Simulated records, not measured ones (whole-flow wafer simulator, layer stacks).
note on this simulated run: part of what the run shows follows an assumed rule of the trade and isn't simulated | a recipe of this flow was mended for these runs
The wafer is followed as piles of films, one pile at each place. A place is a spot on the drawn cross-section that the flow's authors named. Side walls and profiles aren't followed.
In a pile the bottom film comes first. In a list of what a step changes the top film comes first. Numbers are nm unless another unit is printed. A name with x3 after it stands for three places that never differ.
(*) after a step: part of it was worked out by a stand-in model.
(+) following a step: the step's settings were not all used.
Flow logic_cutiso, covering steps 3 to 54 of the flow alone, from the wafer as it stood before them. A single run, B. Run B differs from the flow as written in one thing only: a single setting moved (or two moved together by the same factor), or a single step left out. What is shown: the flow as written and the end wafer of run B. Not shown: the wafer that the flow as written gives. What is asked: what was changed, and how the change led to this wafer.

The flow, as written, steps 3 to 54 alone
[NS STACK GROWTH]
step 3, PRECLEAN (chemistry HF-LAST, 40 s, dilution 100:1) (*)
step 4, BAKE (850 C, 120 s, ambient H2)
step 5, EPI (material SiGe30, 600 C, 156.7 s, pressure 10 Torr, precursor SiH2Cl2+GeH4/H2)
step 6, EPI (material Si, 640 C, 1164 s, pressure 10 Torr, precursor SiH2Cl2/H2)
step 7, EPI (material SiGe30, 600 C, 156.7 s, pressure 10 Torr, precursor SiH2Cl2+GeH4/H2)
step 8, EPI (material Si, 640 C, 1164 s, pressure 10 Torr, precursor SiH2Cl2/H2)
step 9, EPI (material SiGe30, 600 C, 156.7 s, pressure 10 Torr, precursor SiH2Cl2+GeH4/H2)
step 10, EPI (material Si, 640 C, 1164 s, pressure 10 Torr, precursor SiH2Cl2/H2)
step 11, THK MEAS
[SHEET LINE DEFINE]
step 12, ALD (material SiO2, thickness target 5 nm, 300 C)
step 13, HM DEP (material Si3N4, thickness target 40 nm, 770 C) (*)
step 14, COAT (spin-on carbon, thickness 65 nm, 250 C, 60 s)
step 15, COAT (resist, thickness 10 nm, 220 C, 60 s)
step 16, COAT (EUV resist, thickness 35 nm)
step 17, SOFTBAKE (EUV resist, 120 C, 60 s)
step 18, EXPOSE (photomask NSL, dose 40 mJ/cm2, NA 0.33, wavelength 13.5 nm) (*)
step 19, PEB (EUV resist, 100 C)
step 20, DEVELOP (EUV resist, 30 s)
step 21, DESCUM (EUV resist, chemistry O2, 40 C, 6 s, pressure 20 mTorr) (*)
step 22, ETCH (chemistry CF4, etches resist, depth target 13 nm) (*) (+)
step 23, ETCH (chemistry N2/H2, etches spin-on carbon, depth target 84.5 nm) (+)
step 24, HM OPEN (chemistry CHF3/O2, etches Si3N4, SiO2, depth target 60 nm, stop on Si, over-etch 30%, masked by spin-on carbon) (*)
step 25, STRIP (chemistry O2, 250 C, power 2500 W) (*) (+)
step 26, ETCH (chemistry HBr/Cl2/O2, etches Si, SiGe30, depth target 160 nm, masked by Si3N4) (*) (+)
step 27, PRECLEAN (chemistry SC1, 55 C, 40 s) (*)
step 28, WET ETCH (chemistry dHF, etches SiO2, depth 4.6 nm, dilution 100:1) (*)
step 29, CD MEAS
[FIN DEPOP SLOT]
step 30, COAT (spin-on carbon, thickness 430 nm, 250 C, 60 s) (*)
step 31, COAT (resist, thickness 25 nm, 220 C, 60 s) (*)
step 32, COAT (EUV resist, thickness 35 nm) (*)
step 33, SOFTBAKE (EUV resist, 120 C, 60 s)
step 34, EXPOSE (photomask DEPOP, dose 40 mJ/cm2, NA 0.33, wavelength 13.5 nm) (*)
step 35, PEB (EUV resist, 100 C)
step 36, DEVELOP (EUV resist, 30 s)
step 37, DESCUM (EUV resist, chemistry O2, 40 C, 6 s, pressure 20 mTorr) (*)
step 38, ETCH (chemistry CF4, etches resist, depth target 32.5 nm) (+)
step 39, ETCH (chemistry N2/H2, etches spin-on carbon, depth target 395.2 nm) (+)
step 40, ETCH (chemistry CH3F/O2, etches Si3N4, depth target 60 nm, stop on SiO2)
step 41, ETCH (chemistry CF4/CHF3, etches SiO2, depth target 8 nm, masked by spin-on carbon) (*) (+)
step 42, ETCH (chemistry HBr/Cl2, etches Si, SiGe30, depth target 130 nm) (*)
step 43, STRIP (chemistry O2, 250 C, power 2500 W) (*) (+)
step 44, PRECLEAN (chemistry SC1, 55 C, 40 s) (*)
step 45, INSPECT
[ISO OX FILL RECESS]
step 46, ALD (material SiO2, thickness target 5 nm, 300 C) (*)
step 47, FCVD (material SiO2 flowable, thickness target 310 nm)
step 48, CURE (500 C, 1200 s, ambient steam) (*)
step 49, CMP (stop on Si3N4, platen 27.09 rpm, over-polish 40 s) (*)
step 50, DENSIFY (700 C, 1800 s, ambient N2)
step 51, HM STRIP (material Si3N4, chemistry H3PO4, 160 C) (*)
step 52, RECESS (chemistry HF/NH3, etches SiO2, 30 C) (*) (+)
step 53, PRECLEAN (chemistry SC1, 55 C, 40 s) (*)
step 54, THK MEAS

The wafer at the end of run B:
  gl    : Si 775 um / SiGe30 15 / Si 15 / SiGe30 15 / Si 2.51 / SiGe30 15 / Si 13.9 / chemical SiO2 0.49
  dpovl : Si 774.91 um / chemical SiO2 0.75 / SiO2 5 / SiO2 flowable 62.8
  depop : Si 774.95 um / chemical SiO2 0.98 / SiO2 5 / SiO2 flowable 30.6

The reason: step 8, EPI: 605 C was run, whereas the flow has 640 C.

Step by step, how the change led to this:
  step 8, EPI (material Si, 640 C, 1164 s, pressure 10 Torr, precursor SiH2Cl2/H2)
      depop, dpovl, gfld and 19 more: +2.51 Si (new film) (it would be, as written: +15 Si (new film))
  step 26, ETCH (chemistry HBr/Cl2/O2, etches Si, SiGe30, depth target 160 nm, masked by Si3N4) (*) (+)
      dpovl, gfld, gxf, iso, isow, lnri, nsgap: -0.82 chemical SiO2 (all of it), -12 Si (all of it), -15 SiGe30 (all of it), -2.51 Si (all of it), -15 SiGe30 (all of it), -15 Si (all of it), -15 SiGe30 (all of it), -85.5 Si (it would be, as written: -0.82 chemical SiO2 (all of it), -12 Si (all of it), -15 SiGe30 (all of it), -15 Si (all of it), -15 SiGe30 (all of it), -15 Si (all of it), -15 SiGe30 (all of it), -73 Si)
  step 42, ETCH (chemistry HBr/Cl2, etches Si, SiGe30, depth target 130 nm) (*)
      depop: -13.8 Si (all of it), -15 SiGe30 (all of it), -2.51 Si (all of it), -15 SiGe30 (all of it), -15 Si (all of it), -15 SiGe30 (all of it), -53.7 Si (it would be, as written: -13.8 Si (all of it), -15 SiGe30 (all of it), -15 Si (all of it), -15 SiGe30 (all of it), -15 Si (all of it), -15 SiGe30 (all of it), -41.2 Si)
